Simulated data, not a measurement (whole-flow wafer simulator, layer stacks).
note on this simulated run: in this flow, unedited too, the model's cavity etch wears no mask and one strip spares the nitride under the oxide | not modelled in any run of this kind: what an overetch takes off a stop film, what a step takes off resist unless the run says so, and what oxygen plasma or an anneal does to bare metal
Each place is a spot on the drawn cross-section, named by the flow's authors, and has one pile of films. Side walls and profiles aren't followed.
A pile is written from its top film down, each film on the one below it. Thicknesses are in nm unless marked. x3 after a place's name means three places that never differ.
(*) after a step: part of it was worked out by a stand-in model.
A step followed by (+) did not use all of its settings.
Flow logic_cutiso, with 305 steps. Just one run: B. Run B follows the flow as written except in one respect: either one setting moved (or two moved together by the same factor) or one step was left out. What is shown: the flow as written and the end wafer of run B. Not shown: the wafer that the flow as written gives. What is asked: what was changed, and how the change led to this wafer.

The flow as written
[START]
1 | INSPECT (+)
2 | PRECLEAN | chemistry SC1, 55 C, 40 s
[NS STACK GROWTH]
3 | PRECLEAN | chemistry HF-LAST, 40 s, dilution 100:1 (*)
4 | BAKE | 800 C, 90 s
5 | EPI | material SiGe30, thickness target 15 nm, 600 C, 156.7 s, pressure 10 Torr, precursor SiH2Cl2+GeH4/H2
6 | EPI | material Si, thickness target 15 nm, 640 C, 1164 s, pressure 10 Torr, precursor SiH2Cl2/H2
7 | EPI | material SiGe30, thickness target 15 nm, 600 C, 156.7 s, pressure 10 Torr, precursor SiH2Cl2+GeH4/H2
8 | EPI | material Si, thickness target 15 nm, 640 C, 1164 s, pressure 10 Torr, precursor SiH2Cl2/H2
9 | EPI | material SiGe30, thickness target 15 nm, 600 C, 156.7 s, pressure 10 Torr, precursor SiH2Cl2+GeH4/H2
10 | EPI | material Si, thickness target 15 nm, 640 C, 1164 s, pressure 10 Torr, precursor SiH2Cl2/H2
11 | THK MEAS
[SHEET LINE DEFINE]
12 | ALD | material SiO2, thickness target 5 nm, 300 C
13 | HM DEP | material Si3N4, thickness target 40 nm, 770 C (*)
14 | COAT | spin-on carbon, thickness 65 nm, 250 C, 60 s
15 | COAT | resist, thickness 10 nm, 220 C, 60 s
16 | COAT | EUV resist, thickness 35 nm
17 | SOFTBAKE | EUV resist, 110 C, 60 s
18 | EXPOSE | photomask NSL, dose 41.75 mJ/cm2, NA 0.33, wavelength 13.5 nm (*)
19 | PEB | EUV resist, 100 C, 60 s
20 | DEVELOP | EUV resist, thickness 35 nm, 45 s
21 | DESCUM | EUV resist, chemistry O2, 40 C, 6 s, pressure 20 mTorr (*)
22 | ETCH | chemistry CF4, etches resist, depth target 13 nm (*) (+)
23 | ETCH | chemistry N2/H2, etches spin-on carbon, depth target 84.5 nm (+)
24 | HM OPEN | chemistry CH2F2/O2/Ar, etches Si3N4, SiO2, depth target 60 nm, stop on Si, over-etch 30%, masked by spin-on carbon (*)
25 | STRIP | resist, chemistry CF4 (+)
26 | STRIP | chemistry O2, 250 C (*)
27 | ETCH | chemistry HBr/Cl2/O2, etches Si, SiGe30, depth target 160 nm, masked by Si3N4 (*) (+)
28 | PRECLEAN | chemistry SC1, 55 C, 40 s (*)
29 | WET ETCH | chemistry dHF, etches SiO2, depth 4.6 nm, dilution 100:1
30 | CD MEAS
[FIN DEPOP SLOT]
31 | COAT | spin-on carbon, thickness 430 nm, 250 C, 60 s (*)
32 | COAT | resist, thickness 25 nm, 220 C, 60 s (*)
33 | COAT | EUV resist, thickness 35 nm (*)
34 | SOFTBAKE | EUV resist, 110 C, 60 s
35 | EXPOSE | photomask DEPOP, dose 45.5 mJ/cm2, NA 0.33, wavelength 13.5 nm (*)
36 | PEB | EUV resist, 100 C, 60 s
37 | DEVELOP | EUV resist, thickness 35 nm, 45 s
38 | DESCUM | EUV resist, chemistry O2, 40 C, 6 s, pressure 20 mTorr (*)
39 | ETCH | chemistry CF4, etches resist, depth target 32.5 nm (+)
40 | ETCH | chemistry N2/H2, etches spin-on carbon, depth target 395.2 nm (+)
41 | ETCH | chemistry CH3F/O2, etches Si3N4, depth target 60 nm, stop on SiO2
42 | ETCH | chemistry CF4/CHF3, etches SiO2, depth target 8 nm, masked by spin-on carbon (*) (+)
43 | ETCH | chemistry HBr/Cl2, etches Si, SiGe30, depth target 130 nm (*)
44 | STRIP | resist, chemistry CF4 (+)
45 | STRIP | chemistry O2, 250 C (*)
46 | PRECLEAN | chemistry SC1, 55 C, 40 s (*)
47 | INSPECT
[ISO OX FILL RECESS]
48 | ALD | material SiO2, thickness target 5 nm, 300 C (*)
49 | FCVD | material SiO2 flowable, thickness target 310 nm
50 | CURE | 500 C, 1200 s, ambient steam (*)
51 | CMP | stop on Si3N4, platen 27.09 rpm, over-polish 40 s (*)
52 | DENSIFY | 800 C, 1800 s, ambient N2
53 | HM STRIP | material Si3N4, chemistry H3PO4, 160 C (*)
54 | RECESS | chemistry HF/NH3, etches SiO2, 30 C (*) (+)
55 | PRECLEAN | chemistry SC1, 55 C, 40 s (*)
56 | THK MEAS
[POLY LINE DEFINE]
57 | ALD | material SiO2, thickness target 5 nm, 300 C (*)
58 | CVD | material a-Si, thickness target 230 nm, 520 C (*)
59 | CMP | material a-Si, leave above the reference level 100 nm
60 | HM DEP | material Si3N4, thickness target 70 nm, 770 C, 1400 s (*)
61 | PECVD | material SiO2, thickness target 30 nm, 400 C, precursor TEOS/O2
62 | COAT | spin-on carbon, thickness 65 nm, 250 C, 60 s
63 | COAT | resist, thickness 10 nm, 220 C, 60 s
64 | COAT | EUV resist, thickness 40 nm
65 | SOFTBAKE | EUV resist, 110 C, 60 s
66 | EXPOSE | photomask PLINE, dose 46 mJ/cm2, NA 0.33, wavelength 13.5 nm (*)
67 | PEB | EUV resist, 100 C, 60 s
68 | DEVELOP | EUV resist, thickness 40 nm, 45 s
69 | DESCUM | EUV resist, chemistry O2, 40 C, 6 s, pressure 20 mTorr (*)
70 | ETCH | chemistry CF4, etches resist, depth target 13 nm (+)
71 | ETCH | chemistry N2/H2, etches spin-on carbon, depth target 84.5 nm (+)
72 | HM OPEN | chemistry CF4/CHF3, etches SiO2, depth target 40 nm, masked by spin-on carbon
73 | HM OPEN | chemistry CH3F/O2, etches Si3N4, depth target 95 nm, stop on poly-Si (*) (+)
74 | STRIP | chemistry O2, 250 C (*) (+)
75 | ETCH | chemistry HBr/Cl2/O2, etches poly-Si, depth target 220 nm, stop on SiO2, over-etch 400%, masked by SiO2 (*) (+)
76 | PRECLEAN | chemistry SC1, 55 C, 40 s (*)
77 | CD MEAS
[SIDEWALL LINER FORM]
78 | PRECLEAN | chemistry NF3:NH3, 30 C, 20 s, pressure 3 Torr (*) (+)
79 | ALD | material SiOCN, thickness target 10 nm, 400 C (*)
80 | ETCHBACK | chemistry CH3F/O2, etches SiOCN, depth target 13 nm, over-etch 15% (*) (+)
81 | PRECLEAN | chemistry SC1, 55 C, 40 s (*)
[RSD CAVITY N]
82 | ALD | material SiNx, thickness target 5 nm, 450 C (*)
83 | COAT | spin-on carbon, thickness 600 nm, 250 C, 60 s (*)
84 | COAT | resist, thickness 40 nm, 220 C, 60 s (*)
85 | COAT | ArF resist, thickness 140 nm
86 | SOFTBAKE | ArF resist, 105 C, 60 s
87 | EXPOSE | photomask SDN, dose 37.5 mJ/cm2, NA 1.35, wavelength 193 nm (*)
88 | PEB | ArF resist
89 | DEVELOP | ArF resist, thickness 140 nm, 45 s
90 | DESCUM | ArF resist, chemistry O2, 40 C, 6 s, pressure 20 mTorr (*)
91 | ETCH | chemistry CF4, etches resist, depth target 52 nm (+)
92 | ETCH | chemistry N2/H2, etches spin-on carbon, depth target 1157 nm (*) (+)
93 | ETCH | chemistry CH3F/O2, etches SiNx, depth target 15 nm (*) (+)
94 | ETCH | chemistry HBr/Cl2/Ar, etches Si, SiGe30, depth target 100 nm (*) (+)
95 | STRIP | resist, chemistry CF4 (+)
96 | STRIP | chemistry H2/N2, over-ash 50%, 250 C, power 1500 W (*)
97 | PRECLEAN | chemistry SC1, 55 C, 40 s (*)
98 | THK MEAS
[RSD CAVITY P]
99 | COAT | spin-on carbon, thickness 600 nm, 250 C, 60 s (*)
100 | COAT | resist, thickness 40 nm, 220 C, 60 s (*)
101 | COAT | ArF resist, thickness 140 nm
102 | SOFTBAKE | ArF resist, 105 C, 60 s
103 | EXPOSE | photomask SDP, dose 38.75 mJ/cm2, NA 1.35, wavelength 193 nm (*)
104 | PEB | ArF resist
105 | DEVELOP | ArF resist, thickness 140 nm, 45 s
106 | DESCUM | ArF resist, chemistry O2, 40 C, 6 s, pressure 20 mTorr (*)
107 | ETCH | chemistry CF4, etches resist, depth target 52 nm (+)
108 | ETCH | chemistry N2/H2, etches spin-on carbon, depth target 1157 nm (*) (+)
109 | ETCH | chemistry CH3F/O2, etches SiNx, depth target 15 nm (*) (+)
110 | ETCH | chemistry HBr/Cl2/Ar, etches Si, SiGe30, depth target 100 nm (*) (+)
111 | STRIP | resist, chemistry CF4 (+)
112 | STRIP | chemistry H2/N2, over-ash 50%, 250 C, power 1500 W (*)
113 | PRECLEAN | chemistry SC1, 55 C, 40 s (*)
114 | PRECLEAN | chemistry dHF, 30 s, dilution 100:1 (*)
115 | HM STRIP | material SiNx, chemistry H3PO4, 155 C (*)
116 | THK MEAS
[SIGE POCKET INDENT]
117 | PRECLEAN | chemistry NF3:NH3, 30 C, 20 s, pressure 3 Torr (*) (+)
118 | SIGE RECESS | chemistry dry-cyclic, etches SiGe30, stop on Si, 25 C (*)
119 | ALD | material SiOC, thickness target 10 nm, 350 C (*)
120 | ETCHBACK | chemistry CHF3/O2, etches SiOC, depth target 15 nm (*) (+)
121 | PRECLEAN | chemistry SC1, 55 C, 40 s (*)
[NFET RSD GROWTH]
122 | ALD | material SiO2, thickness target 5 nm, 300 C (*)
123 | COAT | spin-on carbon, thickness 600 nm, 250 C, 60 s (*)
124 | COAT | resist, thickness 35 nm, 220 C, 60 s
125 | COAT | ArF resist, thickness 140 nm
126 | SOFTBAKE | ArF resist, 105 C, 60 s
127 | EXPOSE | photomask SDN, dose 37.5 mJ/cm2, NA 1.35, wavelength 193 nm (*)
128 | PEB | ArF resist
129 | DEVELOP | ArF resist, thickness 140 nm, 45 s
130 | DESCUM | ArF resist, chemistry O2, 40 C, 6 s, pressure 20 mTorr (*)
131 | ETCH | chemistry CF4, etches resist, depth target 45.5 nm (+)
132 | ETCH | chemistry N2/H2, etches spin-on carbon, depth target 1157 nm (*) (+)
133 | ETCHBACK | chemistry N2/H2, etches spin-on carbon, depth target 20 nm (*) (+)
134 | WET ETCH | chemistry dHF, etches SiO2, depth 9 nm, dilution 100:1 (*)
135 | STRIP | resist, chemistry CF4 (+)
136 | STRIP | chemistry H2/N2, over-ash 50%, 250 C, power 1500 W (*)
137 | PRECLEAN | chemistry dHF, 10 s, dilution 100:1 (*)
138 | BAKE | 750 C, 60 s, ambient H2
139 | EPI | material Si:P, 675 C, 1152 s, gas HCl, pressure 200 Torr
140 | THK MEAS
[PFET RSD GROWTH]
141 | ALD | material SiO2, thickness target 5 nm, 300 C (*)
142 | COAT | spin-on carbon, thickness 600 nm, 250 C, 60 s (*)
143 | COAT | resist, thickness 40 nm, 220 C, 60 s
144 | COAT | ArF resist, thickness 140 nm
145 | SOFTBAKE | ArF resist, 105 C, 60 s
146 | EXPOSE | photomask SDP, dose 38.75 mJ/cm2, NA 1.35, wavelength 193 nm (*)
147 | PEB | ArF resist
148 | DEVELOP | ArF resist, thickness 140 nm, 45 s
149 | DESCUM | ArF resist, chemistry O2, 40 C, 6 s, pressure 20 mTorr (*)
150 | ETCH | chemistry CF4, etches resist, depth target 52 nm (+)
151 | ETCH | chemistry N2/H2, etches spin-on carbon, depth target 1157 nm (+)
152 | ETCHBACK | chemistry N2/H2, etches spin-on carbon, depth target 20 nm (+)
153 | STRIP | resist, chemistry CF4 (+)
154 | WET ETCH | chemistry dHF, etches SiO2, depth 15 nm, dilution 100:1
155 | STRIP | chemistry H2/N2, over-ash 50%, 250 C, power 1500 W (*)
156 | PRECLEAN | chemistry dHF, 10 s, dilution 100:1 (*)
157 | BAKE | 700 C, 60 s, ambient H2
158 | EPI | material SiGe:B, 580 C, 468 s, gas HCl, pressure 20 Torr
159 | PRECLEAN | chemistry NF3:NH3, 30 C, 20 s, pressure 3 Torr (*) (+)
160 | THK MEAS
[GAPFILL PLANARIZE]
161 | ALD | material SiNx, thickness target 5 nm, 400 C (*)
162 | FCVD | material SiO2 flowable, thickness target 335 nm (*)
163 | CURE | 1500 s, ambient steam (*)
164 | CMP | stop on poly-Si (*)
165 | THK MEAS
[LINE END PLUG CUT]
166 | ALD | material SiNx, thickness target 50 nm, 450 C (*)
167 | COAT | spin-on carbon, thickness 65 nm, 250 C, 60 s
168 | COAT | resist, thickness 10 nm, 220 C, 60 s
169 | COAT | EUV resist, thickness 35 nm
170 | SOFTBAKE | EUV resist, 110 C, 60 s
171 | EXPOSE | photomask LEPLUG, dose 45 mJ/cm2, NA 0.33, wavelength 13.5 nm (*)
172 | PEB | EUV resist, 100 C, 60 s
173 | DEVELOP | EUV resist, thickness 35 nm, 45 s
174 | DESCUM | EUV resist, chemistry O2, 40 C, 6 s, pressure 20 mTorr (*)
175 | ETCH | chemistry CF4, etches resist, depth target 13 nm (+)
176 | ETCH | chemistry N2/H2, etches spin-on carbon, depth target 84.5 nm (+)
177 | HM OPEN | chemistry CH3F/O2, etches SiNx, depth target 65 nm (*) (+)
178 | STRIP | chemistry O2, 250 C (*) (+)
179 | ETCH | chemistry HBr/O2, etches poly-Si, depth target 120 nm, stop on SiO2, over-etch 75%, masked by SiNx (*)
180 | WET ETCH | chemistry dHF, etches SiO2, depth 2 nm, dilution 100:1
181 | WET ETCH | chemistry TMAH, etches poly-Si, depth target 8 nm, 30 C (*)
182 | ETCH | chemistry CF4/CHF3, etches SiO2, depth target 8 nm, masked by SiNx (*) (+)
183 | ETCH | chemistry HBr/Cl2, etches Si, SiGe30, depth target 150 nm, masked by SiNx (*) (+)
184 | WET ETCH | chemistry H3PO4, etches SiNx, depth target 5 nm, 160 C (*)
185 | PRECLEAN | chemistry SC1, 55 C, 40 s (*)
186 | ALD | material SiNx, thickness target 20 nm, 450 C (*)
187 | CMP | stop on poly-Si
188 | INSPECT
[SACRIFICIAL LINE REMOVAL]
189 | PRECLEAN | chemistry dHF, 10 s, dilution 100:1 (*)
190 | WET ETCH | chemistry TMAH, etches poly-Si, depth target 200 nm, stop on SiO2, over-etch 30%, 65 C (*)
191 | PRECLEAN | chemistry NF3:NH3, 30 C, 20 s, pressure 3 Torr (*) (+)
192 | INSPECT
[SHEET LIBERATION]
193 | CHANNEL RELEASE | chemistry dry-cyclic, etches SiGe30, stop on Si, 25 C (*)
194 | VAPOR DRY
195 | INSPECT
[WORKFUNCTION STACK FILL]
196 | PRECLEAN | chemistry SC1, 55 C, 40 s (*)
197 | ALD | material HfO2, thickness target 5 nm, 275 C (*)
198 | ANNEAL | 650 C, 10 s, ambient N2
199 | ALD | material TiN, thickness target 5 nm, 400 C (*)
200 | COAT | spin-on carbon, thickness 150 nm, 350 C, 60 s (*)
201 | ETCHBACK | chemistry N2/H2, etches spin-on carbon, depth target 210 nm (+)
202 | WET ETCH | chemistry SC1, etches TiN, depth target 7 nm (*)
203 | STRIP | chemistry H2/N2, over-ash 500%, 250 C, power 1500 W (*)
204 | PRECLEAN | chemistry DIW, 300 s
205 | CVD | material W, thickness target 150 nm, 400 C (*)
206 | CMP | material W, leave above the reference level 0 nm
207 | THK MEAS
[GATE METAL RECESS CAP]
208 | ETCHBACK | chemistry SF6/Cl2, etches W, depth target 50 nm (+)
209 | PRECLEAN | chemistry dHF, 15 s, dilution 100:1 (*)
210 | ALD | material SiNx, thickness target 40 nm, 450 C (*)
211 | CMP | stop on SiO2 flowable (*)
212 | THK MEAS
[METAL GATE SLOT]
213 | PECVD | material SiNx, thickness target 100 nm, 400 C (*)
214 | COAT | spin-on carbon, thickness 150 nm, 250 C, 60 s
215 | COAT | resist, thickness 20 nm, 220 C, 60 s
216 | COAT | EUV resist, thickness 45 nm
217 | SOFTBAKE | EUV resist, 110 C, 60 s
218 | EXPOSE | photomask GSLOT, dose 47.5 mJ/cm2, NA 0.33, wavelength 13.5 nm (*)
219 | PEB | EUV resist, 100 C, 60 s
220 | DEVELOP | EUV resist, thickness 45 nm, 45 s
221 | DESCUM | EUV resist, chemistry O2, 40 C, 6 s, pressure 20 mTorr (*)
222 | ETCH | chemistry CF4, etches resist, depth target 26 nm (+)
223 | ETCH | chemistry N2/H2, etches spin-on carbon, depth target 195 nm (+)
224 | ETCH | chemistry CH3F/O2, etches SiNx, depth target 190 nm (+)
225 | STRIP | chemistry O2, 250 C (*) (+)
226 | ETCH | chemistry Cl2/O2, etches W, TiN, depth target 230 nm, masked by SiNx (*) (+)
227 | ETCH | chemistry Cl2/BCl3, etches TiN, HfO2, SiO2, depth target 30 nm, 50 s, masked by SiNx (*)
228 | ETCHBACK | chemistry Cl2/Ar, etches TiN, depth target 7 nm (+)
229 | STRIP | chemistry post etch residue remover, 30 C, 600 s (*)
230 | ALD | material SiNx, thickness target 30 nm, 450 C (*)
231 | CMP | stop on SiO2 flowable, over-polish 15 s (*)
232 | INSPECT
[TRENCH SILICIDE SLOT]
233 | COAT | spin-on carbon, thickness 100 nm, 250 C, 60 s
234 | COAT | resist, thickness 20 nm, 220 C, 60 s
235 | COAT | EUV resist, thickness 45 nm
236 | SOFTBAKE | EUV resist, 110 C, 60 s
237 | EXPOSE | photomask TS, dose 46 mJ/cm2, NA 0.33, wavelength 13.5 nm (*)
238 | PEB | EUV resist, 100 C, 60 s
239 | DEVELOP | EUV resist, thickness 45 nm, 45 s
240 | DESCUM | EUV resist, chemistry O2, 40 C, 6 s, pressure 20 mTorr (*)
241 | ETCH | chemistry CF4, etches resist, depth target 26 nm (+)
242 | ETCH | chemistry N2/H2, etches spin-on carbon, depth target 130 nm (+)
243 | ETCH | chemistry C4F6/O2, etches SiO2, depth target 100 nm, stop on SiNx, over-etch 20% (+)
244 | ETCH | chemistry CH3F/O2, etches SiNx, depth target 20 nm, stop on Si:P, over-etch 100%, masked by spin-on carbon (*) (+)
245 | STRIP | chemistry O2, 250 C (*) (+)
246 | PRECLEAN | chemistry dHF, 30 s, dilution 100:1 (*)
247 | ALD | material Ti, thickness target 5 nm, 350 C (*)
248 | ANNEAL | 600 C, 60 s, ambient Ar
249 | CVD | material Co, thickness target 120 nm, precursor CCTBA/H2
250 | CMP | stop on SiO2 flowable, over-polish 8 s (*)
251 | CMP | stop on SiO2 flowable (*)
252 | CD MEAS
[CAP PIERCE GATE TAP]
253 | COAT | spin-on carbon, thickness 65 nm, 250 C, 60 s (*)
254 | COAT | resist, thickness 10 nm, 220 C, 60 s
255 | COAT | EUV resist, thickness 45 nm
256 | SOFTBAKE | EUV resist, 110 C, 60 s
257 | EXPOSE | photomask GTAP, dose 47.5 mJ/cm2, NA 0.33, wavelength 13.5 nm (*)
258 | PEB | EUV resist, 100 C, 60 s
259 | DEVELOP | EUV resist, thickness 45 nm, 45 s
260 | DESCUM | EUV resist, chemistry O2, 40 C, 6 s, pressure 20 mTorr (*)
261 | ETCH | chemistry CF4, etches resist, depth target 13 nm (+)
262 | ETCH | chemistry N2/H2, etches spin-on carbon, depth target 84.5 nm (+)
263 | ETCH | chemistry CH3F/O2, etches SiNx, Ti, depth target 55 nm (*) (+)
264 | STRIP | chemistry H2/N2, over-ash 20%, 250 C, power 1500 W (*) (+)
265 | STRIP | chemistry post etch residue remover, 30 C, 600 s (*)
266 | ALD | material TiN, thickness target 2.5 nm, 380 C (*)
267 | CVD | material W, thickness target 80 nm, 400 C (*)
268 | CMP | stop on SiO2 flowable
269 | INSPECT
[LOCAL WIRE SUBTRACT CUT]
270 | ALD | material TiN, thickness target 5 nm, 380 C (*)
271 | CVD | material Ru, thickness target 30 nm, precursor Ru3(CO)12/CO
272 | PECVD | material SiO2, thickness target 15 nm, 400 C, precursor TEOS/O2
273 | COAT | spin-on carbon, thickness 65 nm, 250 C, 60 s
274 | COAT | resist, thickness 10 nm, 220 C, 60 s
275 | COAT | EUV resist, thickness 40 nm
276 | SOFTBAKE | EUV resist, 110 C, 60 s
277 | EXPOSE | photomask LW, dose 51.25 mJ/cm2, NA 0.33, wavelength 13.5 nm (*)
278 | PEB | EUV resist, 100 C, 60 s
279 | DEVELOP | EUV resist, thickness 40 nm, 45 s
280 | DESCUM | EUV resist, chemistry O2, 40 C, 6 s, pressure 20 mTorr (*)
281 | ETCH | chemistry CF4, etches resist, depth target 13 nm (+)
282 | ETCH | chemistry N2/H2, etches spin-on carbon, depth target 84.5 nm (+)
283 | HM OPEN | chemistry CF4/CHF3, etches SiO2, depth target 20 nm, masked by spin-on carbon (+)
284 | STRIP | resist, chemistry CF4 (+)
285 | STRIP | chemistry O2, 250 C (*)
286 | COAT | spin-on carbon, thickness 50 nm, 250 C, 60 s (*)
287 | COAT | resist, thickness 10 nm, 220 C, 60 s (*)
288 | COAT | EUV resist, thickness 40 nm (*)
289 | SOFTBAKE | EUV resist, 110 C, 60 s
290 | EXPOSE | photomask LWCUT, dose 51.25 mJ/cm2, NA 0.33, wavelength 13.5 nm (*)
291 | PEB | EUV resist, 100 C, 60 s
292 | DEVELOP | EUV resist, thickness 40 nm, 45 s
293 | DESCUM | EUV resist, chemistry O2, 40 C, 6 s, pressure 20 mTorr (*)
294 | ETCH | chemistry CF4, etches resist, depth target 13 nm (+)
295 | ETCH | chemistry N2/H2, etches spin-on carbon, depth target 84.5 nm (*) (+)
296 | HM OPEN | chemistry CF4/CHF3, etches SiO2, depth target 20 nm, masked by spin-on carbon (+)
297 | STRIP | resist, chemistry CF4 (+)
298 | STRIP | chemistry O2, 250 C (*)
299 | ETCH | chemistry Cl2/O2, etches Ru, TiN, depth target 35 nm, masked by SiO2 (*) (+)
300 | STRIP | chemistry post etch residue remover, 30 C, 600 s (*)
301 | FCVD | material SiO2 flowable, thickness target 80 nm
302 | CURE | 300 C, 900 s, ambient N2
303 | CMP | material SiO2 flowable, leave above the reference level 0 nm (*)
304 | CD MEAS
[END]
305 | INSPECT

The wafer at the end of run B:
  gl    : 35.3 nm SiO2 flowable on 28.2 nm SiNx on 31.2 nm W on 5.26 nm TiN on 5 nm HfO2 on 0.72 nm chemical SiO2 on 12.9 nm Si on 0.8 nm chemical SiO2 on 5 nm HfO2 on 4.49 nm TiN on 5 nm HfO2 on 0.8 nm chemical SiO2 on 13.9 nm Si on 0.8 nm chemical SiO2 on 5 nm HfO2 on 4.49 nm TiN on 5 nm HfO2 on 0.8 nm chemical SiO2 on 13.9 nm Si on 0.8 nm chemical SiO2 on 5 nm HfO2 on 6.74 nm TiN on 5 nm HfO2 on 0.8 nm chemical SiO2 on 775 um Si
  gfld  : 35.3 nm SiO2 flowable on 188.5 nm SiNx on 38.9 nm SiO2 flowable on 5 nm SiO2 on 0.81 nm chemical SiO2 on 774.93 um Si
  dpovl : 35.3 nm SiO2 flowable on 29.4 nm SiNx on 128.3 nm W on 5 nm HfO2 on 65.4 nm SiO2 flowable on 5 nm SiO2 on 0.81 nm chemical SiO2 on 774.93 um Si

Cause: step 5, EPI: 180.2 s was run, whereas the flow has 156.7 s.

How this came from the change, step by step:
  5 | EPI | material SiGe30, thickness target 15 nm, 600 C, 156.7 s, pressure 10 Torr, precursor SiH2Cl2+GeH4/H2
      depop, dpovl, gfld and 19 more: +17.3 SiGe30 (new film) (as written it would have been: +15 SiGe30 (new film))
  27 | ETCH | chemistry HBr/Cl2/O2, etches Si, SiGe30, depth target 160 nm, masked by Si3N4 (*) (+)
      gfld, gxf, iso, lnri: -0.79 chemical SiO2 (all of it), -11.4 Si (all of it), -15 SiGe30 (all of it), -15 Si (all of it), -15 SiGe30 (all of it), -15 Si (all of it), -17.3 SiGe30 (all of it), -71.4 Si (as written it would have been: -0.79 chemical SiO2 (all of it), -11.4 Si (all of it), -15 SiGe30 (all of it), -15 Si (all of it), -15 SiGe30 (all of it), -15 Si (all of it), -15 SiGe30 (all of it), -73.6 Si)
      dpovl, nsgap: -0.79 chemical SiO2 (all of it), -11.8 Si (all of it), -15 SiGe30 (all of it), -15 Si (all of it), -15 SiGe30 (all of it), -15 Si (all of it), -17.3 SiGe30 (all of it), -71 Si (as written it would have been: -0.79 chemical SiO2 (all of it), -11.8 Si (all of it), -15 SiGe30 (all of it), -15 Si (all of it), -15 SiGe30 (all of it), -15 Si (all of it), -15 SiGe30 (all of it), -73.2 Si)
      (and at 1 other place as well)
  43 | ETCH | chemistry HBr/Cl2, etches Si, SiGe30, depth target 130 nm (*)
      depop: -14 Si (all of it), -15 SiGe30 (all of it), -15 Si (all of it), -15 SiGe30 (all of it), -15 Si (all of it), -17.3 SiGe30 (all of it), -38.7 Si (as written it would have been: -14 Si (all of it), -15 SiGe30 (all of it), -15 Si (all of it), -15 SiGe30 (all of it), -15 Si (all of it), -15 SiGe30 (all of it), -41 Si)
  94 | ETCH | chemistry HBr/Cl2/Ar, etches Si, SiGe30, depth target 100 nm (*) (+)
      rsdn, rsdx: -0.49 chemical SiO2 (all of it), -12.8 Si (all of it), -15 SiGe30 (all of it), -15 Si (all of it), -15 SiGe30 (all of it), -15 Si (all of it), -17.3 SiGe30 (all of it), -9.91 Si (as written it would have been: -0.49 chemical SiO2 (all of it), -12.8 Si (all of it), -15 SiGe30 (all of it), -15 Si (all of it), -15 SiGe30 (all of it), -15 Si (all of it), -15 SiGe30 (all of it), -12.2 Si)
  110 | ETCH | chemistry HBr/Cl2/Ar, etches Si, SiGe30, depth target 100 nm (*) (+)
      rsdp, rsdw: -0.49 chemical SiO2 (all of it), -12.8 Si (all of it), -15 SiGe30 (all of it), -15 Si (all of it), -15 SiGe30 (all of it), -15 Si (all of it), -17.3 SiGe30 (all of it), -9.91 Si (as written it would have been: -0.49 chemical SiO2 (all of it), -12.8 Si (all of it), -15 SiGe30 (all of it), -15 Si (all of it), -15 SiGe30 (all of it), -15 Si (all of it), -15 SiGe30 (all of it), -12.2 Si)
  118 | SIGE RECESS | chemistry dry-cyclic, etches SiGe30, stop on Si, 25 C (*)
      lnr, lnrp, lnrt: -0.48 SiOCN, -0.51 Si, +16 cavity (new film), -15 SiGe30 (all of it), -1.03 Si, +16 cavity (new film), -15 SiGe30 (all of it), -1.03 Si, +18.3 cavity (new film), -17.3 SiGe30 (all of it), -0.51 Si (as written it would have been: -0.48 SiOCN, -0.51 Si, +16 cavity (new film), -15 SiGe30 (all of it), -1.03 Si, +16 cavity (new film), -15 SiGe30 (all of it), -1.03 Si, +16 cavity (new film), -15 SiGe30 (all of it), -0.51 Si)
  119 | ALD | material SiOC, thickness target 10 nm, 350 C (*)
      lnr, lnrp, lnrt: +10 SiOC (new film), +16 SiOC (new film), -16 cavity (all of it), +16 SiOC (new film), -16 cavity (all of it), +18.3 SiOC (new film), -18.3 cavity (all of it) (as written it would have been: +10 SiOC (new film), +16 SiOC (new film), -16 cavity (all of it), +16 SiOC (new film), -16 cavity (all of it), +16 SiOC (new film), -16 cavity (all of it))
  183 | ETCH | chemistry HBr/Cl2, etches Si, SiGe30, depth target 150 nm, masked by SiNx (*) (+)
      plug: -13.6 Si (all of it), -15 SiGe30 (all of it), -15 Si (all of it), -15 SiGe30 (all of it), -15 Si (all of it), -17.3 SiGe30 (all of it), -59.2 Si (as written it would have been: -13.6 Si (all of it), -15 SiGe30 (all of it), -15 Si (all of it), -15 SiGe30 (all of it), -15 Si (all of it), -15 SiGe30 (all of it), -61.4 Si)
  193 | CHANNEL RELEASE | chemistry dry-cyclic, etches SiGe30, stop on Si, 25 C (*)
      gl, glp, gxn, gxp, ns, tap: +0.8 chemical SiO2 (new film), -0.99 Si, +0.8 chemical SiO2 (new film), +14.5 cavity (new film), +0.8 chemical SiO2 (new film), -15 SiGe30 (all of it), -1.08 Si, +0.8 chemical SiO2 (new film), +14.5 cavity (new film), +0.8 chemical SiO2 (new film), -15 SiGe30 (all of it), -1.08 Si, +0.8 chemical SiO2 (new film), +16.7 cavity (new film), +0.8 chemical SiO2 (new film), -17.3 SiGe30 (all of it), -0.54 Si (as written it would have been: +0.8 chemical SiO2 (new film), -0.99 Si, +0.8 chemical SiO2 (new film), +14.5 cavity (new film), +0.8 chemical SiO2 (new film), -15 SiGe30 (all of it), -1.08 Si, +0.8 chemical SiO2 (new film), +14.5 cavity (new film), +0.8 chemical SiO2 (new film), -15 SiGe30 (all of it), -1.08 Si, +0.8 chemical SiO2 (new film), +14.5 cavity (new film), +0.8 chemical SiO2 (new film), -15 SiGe30 (all of it), -0.54 Si)
  199 | ALD | material TiN, thickness target 5 nm, 400 C (*)
      gl, glp, tap: +5.26 TiN (new film), +4.49 TiN (new film), -4.49 cavity (all of it), +4.49 TiN (new film), -4.49 cavity (all of it), +6.74 TiN (new film), -6.74 cavity (all of it) (as written it would have been: +5.26 TiN (new film), +4.49 TiN (new film), -4.49 cavity (all of it), +4.49 TiN (new film), -4.49 cavity (all of it), +4.49 TiN (new film), -4.49 cavity (all of it))
      gxn, gxp, ns: +5 TiN (new film), +4.49 TiN (new film), -4.49 cavity (all of it), +4.49 TiN (new film), -4.49 cavity (all of it), +6.74 TiN (new film), -6.74 cavity (all of it) (as written it would have been: +5 TiN (new film), +4.49 TiN (new film), -4.49 cavity (all of it), +4.49 TiN (new film), -4.49 cavity (all of it), +4.49 TiN (new film), -4.49 cavity (all of it))
